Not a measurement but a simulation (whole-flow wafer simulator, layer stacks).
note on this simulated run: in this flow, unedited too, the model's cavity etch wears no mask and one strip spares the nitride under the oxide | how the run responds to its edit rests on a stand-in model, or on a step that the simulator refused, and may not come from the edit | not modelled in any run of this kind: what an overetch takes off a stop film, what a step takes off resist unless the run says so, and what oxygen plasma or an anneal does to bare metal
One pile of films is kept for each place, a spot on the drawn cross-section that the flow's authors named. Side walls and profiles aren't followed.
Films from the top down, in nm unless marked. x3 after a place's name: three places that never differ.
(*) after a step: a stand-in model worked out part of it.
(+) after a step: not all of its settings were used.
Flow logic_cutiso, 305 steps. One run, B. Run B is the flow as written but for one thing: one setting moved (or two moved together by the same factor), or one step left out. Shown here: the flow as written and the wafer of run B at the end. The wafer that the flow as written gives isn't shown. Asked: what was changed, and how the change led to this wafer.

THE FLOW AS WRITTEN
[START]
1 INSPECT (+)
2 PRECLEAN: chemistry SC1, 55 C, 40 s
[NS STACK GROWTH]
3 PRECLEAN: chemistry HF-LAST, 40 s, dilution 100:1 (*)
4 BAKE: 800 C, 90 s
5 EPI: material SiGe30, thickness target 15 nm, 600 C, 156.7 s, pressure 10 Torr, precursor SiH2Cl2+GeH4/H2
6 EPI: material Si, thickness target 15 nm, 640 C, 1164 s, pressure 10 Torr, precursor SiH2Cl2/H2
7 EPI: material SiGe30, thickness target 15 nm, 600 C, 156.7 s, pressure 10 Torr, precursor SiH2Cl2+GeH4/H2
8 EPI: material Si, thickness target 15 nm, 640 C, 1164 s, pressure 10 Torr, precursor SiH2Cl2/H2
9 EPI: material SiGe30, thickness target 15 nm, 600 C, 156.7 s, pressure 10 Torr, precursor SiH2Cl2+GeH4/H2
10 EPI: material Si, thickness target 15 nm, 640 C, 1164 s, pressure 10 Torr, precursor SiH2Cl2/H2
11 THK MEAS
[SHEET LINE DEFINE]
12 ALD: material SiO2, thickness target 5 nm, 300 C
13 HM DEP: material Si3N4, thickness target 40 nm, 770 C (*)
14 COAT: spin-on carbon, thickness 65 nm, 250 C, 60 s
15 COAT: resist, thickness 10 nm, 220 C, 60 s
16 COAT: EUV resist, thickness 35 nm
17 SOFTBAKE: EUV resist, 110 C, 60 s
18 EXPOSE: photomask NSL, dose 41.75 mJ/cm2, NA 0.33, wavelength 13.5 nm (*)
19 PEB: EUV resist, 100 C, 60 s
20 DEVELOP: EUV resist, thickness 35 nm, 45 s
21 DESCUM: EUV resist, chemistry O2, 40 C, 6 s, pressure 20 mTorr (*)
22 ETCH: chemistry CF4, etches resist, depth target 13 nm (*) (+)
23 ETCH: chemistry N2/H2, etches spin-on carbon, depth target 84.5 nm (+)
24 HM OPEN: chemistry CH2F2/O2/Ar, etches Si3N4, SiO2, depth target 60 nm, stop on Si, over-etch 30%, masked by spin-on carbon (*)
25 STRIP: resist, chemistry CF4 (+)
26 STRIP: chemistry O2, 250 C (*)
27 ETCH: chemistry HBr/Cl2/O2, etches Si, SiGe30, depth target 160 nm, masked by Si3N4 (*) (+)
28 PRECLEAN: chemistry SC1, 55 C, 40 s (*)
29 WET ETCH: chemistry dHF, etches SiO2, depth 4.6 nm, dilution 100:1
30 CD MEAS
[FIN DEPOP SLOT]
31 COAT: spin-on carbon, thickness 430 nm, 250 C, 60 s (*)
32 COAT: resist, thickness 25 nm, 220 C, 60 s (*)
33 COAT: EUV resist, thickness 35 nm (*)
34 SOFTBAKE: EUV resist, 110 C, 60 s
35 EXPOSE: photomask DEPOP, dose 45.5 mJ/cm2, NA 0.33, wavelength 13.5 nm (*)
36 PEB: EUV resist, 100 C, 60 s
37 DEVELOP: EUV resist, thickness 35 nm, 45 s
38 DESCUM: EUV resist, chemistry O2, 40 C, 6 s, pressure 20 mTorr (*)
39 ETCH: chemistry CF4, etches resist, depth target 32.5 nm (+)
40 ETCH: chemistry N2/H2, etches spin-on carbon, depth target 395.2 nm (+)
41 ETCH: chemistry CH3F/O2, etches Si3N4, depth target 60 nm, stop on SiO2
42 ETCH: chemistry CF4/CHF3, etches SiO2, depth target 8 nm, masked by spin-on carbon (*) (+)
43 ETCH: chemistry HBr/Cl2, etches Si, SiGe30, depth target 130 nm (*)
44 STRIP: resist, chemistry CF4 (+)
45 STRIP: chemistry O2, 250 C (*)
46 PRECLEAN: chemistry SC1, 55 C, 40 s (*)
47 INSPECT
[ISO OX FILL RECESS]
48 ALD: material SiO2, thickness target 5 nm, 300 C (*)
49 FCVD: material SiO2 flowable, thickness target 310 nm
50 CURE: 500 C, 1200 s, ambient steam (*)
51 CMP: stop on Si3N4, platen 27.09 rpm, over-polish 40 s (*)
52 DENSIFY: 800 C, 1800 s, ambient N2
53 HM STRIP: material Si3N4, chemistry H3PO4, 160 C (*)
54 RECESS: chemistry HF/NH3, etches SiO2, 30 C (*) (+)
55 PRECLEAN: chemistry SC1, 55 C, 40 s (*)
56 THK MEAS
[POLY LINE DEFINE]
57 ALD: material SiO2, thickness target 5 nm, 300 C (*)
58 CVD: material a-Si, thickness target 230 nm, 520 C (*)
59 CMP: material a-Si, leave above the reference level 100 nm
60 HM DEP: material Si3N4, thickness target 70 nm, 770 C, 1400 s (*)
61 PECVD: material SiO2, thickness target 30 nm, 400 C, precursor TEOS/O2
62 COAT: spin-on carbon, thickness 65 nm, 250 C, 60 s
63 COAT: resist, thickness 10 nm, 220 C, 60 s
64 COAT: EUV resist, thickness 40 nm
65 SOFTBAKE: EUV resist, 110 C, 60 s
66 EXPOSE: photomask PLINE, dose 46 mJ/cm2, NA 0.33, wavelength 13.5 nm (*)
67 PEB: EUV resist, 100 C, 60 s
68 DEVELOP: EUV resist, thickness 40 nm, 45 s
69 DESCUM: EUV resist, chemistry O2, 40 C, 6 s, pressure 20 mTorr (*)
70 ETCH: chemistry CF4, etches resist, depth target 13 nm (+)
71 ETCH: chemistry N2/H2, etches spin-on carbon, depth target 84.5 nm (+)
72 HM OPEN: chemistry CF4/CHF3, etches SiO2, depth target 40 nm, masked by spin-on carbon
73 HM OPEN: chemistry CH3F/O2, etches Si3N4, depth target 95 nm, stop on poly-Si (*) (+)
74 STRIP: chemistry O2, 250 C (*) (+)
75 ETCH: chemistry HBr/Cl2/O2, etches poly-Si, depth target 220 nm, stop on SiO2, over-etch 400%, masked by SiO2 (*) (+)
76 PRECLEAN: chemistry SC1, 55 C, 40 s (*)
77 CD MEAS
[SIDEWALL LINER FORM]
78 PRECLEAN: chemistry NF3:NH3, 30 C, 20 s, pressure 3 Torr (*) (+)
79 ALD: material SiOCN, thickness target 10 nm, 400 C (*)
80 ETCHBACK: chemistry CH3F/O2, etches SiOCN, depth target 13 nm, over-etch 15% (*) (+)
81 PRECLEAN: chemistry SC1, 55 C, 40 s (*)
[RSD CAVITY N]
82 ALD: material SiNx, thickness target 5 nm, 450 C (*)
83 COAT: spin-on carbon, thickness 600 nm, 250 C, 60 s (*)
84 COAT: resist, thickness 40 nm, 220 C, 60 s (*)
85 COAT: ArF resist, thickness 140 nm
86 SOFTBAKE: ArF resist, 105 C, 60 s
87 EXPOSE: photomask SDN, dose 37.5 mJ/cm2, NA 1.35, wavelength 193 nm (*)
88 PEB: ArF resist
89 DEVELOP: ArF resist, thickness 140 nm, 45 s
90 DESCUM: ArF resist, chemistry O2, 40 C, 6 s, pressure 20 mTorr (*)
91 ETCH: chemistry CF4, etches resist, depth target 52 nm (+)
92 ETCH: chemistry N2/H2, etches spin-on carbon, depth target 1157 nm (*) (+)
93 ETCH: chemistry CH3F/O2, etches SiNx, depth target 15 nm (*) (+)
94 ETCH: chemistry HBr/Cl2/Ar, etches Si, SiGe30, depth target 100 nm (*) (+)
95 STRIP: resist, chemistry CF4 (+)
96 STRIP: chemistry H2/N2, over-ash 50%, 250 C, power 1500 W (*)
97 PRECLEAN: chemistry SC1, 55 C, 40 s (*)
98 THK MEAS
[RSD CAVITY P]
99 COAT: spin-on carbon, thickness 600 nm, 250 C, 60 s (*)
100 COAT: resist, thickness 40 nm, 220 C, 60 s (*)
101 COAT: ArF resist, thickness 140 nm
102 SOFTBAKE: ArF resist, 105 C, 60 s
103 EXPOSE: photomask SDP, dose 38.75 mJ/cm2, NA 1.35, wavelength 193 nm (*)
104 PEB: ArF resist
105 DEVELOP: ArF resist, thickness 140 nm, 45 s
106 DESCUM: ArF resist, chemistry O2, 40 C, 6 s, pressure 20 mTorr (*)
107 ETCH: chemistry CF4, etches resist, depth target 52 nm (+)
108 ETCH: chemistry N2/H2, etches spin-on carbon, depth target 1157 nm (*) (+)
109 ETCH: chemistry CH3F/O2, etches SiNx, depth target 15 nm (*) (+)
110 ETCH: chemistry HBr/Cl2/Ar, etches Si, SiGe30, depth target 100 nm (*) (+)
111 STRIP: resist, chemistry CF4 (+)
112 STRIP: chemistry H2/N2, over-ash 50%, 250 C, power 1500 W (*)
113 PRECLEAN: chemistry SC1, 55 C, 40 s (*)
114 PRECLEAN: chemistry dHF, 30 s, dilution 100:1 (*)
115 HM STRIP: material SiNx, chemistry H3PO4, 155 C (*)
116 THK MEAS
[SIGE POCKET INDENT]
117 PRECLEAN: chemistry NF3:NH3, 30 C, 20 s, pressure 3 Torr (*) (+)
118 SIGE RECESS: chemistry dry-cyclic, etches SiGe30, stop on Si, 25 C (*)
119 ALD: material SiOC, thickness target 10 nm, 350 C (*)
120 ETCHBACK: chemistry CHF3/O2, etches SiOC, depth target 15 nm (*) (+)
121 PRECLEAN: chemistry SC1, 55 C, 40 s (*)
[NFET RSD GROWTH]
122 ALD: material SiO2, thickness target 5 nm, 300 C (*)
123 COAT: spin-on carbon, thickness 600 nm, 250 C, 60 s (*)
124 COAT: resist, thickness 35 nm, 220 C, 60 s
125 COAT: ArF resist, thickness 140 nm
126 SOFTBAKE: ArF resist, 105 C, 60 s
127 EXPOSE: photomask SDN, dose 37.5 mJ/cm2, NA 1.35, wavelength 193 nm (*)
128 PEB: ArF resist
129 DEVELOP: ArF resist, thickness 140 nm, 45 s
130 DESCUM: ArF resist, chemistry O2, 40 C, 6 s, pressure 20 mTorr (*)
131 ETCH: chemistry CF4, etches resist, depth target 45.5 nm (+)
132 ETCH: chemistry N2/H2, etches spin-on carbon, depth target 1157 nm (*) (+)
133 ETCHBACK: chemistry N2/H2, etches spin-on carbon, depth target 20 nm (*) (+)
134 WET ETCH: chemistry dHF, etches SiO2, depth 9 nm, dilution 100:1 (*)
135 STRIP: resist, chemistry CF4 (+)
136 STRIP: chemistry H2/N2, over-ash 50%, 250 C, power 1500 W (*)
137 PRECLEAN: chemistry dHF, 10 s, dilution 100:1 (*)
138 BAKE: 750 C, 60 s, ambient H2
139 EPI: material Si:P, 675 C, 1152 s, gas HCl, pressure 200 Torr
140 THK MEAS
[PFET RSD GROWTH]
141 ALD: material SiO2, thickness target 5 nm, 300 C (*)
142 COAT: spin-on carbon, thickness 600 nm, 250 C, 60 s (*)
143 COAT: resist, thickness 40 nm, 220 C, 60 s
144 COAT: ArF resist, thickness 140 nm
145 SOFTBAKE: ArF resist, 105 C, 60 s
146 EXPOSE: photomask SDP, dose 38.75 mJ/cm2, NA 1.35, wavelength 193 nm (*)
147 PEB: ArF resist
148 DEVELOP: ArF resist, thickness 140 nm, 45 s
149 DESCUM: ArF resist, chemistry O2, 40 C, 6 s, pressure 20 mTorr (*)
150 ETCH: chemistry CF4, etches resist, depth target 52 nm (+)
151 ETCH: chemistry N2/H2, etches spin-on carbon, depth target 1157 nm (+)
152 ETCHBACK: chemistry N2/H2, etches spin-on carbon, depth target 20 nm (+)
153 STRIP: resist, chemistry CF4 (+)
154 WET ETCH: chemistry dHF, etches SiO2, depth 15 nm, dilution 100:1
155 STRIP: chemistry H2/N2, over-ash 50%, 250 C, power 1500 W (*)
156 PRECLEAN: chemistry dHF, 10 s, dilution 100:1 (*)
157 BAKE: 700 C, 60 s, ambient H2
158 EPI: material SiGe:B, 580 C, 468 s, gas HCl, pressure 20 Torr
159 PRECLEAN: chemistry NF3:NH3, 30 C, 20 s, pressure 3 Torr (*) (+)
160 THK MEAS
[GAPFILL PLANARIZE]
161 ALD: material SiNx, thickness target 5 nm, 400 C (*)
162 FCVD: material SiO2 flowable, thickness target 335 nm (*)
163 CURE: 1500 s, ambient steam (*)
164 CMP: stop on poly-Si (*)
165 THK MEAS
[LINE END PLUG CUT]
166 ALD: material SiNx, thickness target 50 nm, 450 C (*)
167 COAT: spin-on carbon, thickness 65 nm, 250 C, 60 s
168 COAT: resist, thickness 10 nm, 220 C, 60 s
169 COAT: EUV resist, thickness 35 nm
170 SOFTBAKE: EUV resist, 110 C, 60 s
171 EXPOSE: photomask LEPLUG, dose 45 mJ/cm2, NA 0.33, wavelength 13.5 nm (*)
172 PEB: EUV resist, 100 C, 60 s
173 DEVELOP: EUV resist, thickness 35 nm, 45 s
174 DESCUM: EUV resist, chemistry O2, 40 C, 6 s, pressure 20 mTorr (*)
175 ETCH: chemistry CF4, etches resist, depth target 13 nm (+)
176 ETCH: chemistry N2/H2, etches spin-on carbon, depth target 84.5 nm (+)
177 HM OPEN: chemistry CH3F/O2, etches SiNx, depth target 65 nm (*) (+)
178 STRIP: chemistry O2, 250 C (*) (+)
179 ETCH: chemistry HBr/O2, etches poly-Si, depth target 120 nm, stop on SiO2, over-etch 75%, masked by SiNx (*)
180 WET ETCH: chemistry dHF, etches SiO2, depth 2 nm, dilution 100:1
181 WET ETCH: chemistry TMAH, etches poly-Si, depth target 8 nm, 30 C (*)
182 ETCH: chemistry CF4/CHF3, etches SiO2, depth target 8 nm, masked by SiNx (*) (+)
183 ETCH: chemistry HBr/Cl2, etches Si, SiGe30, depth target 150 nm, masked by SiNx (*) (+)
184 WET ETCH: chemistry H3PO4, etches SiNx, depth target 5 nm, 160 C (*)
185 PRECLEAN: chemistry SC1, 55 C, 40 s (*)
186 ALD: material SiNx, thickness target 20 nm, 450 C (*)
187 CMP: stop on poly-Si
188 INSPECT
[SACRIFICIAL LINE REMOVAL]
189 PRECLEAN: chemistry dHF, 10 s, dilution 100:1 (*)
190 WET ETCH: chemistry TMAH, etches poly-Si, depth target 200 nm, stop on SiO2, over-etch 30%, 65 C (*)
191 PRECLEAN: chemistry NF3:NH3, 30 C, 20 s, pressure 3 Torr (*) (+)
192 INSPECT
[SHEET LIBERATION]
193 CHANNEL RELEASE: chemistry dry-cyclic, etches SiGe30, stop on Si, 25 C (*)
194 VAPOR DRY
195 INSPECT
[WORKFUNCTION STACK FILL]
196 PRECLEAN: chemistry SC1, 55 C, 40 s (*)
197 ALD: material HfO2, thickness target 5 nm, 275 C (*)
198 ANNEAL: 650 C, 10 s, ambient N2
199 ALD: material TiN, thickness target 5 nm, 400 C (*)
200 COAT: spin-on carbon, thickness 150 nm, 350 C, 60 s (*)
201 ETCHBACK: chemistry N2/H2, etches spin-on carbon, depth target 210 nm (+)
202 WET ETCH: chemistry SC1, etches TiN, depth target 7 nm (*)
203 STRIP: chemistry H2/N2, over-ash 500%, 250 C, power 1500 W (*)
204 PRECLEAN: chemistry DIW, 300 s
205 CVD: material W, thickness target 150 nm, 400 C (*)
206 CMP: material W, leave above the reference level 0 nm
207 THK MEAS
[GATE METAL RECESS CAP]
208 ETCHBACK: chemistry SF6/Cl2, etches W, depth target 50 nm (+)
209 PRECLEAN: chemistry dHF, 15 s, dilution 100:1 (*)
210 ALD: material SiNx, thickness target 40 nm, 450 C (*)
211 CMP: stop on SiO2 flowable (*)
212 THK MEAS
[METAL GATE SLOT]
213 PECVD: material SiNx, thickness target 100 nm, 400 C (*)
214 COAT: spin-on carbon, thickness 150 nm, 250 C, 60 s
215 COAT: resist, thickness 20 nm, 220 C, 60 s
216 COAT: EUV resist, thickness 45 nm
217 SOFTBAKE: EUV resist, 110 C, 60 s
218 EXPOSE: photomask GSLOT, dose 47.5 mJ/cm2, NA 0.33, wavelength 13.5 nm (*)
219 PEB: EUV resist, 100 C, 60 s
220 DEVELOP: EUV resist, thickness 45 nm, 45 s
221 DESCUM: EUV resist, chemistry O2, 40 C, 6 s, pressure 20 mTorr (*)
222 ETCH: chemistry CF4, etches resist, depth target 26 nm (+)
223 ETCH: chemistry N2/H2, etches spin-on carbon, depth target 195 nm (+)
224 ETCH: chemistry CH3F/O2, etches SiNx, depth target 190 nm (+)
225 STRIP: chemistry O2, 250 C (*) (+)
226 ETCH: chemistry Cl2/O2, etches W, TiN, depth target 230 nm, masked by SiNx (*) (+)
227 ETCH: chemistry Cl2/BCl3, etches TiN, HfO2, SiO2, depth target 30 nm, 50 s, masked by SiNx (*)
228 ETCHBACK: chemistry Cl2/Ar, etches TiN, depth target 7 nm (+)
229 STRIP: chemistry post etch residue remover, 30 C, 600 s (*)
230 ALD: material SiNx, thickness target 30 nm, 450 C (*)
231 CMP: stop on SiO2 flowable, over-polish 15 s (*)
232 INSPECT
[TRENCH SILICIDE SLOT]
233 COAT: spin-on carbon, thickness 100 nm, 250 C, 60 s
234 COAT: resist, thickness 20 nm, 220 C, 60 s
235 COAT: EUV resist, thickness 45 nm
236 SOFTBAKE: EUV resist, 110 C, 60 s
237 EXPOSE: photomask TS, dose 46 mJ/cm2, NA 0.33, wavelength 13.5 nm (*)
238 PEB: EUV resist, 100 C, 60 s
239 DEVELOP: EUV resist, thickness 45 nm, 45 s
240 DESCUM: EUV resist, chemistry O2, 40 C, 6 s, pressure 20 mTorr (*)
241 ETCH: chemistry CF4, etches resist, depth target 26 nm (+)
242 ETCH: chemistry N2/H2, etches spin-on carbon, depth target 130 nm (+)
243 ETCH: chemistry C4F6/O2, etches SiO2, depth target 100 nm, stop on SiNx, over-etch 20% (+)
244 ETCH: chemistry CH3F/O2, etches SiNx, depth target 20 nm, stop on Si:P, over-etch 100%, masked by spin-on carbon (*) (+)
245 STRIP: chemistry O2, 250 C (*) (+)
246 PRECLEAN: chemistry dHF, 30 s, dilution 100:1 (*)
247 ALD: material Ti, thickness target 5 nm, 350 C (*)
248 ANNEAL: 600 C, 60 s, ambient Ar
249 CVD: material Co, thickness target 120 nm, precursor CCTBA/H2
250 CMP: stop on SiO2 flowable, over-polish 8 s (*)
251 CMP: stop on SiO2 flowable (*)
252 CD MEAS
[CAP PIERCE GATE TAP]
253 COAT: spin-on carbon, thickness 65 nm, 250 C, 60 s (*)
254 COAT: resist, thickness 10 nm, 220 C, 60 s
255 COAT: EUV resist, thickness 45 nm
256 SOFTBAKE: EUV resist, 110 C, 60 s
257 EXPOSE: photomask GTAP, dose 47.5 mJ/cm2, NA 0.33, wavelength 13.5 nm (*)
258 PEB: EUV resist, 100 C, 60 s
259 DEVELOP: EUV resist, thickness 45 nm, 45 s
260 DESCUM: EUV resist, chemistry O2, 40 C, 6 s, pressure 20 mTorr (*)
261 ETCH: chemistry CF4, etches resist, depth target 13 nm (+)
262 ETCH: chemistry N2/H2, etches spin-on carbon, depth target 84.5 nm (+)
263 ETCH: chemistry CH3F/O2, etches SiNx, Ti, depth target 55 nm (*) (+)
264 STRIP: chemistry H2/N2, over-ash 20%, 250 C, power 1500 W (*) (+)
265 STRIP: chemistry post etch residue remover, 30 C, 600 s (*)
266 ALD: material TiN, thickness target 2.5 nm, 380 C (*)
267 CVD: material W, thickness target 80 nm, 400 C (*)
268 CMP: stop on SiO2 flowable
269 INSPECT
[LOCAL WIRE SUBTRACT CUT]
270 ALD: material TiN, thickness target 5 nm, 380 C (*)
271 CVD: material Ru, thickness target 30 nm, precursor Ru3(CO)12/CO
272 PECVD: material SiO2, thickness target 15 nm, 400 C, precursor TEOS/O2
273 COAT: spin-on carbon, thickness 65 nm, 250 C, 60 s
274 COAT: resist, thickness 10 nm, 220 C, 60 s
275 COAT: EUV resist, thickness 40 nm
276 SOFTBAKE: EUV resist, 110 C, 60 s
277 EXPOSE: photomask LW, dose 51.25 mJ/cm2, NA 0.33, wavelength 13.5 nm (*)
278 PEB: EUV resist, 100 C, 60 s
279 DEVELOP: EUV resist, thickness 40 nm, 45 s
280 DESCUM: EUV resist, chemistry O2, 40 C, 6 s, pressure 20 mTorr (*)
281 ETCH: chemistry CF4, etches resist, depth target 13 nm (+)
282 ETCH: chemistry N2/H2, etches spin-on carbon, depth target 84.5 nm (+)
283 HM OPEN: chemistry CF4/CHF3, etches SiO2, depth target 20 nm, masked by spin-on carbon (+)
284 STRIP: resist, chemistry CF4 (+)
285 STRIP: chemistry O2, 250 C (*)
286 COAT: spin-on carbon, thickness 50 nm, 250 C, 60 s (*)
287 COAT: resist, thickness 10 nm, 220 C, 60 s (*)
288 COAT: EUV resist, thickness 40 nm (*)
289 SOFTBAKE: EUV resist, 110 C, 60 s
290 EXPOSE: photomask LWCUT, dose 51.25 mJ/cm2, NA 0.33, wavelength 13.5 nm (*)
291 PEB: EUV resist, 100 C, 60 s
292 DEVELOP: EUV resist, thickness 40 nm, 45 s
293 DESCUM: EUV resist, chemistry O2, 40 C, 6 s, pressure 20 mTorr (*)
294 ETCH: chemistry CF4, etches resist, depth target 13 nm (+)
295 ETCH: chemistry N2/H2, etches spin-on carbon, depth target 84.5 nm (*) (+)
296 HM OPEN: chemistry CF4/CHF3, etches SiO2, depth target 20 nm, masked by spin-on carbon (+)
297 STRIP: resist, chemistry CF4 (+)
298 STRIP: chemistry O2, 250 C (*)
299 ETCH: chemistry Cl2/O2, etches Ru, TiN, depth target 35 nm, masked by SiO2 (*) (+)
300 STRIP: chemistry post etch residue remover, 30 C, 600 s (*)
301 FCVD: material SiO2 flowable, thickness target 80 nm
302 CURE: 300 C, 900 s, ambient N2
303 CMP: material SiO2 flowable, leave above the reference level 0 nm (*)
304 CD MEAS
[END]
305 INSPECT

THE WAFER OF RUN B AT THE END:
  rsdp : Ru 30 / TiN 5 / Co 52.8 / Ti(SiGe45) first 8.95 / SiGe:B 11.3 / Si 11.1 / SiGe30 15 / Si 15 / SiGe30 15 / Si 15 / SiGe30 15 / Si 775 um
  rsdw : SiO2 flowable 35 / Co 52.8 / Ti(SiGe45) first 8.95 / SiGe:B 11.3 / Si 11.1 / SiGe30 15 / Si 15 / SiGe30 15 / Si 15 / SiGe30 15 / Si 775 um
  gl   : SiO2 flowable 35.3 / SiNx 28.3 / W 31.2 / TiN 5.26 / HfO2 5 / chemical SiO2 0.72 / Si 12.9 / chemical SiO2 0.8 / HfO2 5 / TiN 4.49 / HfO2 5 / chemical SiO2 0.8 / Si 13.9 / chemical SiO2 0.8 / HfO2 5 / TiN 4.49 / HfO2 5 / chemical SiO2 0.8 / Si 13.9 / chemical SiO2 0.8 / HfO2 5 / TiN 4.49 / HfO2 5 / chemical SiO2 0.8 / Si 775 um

The cause: step 110, ETCH: chemistry HBr/Cl2/Ar, etches Si, SiGe30, depth target 100 nm (*) (+), was left out.

How the change led to this, step by step:
  111 STRIP: resist, chemistry CF4 (+)
      glp, gxp: SiO2 -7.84 (as written it would be: nothing)
      lnrp: SiOCN -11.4 (as written it would be: nothing)
  114 PRECLEAN: chemistry dHF, 30 s, dilution 100:1 (*)
      glp, gxp: SiO2 -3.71 (all of it) (as written it would be: SiO2 -4.88)
  115 HM STRIP: material SiNx, chemistry H3PO4, 155 C (*)
      glp, gxp: Si3N4 -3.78 (as written it would be: SiO2 -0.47)
  117 PRECLEAN: chemistry NF3:NH3, 30 C, 20 s, pressure 3 Torr (*) (+)
      glp, gxp: Si3N4 -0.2 (as written it would be: SiO2 -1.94)
  119 ALD: material SiOC, thickness target 10 nm, 350 C (*)
      gxp: SiOC +10 (new film) (as written it would be: SiOC +11 (new film))
  120 ETCHBACK: chemistry CHF3/O2, etches SiOC, depth target 15 nm (*) (+)
      rsdp, rsdw: SiOC -10 (all of it), Si -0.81 (as written it would be: SiOC -10 (all of it))
      glp: SiOC -10 (all of it), Si3N4 -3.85 (as written it would be: SiOC -10 (all of it), SiO2 -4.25 (all of it), Si3N4 -0.58)
      (and at 1 more place)
  122 ALD: material SiO2, thickness target 5 nm, 300 C (*)
      gxp: SiO2 +5 (new film) (as written it would be: SiO2 +6.75 (new film))
  123 COAT: spin-on carbon, thickness 600 nm, 250 C, 60 s (*)
      gfld, gxf, lnr, lnrt, plug: spin-on carbon +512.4 (new film) (as written it would be: spin-on carbon +501.8 (new film))
      gl, tap: spin-on carbon +517.6 (new film) (as written it would be: spin-on carbon +507 (new film))
      (and at 7 more places)
  132 ETCH: chemistry N2/H2, etches spin-on carbon, depth target 1157 nm (*) (+)
      gl, tap: spin-on carbon -512.4 (all of it), SiO2 -5 (all of it), Si3N4 -0.5 (as written it would be: spin-on carbon -501.7 (all of it), SiO2 -5 (all of it), Si3N4 -0.5)
      gxn: spin-on carbon -510 (all of it), SiO2 -6.06 (as written it would be: spin-on carbon -499.4 (all of it), SiO2 -6.06)
      (and at 2 more places)
  135 STRIP: resist, chemistry CF4 (+)
      gl: Si3N4 -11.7 (as written it would be: Si3N4 -12.3)
      tap: Si3N4 -11.6 (as written it would be: Si3N4 -12.2)
  136 STRIP: chemistry H2/N2, over-ash 50%, 250 C, power 1500 W (*)
      gfld, gxf, plug: spin-on carbon -512.4 (all of it) (as written it would be: spin-on carbon -501.8 (all of it))
      glp: spin-on carbon -525.2 (all of it) (as written it would be: spin-on carbon -507 (all of it))
      (and at 5 more places)
  142 COAT: spin-on carbon, thickness 600 nm, 250 C, 60 s (*)
      glp: spin-on carbon +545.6 (new film) (as written it would be: spin-on carbon +530.5 (new film))
      gxp: spin-on carbon +545.6 (new film) (as written it would be: spin-on carbon +528.2 (new film))
      (and at 3 more places)
  151 ETCH: chemistry N2/H2, etches spin-on carbon, depth target 1157 nm (+)
      rsdp, rsdw: spin-on carbon -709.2 (all of it), SiO2 -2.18 (as written it would be: spin-on carbon -800.8 (all of it))
      glp: spin-on carbon -539.6 (all of it), SiO2 -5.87 (as written it would be: spin-on carbon -524.5 (all of it), SiO2 -6.01)
      (and at 2 more places)
  153 STRIP: resist, chemistry CF4 (+)
      rsdp: SiO2 -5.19 (all of it) (as written it would be: SiO2 -4.62)
      rsdw: SiO2 -5.19 (all of it) (as written it would be: SiO2 -5.11)
      (and at 1 more place)
  154 WET ETCH: chemistry dHF, etches SiO2, depth 15 nm, dilution 100:1
      rsdp: chemical SiO2 -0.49 (all of it) (as written it would be: SiO2 -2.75 (all of it), chemical SiO2 -0.49 (all of it))
      rsdw: chemical SiO2 -0.49 (all of it) (as written it would be: SiO2 -2.25 (all of it), chemical SiO2 -0.49 (all of it))
  158 EPI: material SiGe:B, 580 C, 468 s, gas HCl, pressure 20 Torr
      rsdp, rsdw: SiGe:B +17.8 (new film) (as written it would be: SiGe:B +116.8 (new film))
  ... 1 more step ...
  164 CMP: stop on poly-Si (*)
      glp: SiO2 flowable -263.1 (all of it), SiNx -5 (all of it), Si3N4 -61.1 (all of it) (as written it would be: SiO2 flowable -257.4 (all of it), SiNx -5 (all of it), Si3N4 -68.6 (all of it))
      gxp: SiO2 flowable -263.1 (all of it), SiNx -5 (all of it), Si3N4 -61.1 (all of it) (as written it would be: SiO2 flowable -256.8 (all of it), SiNx -5 (all of it), Si3N4 -69.2 (all of it))
      (and at 1 more place)
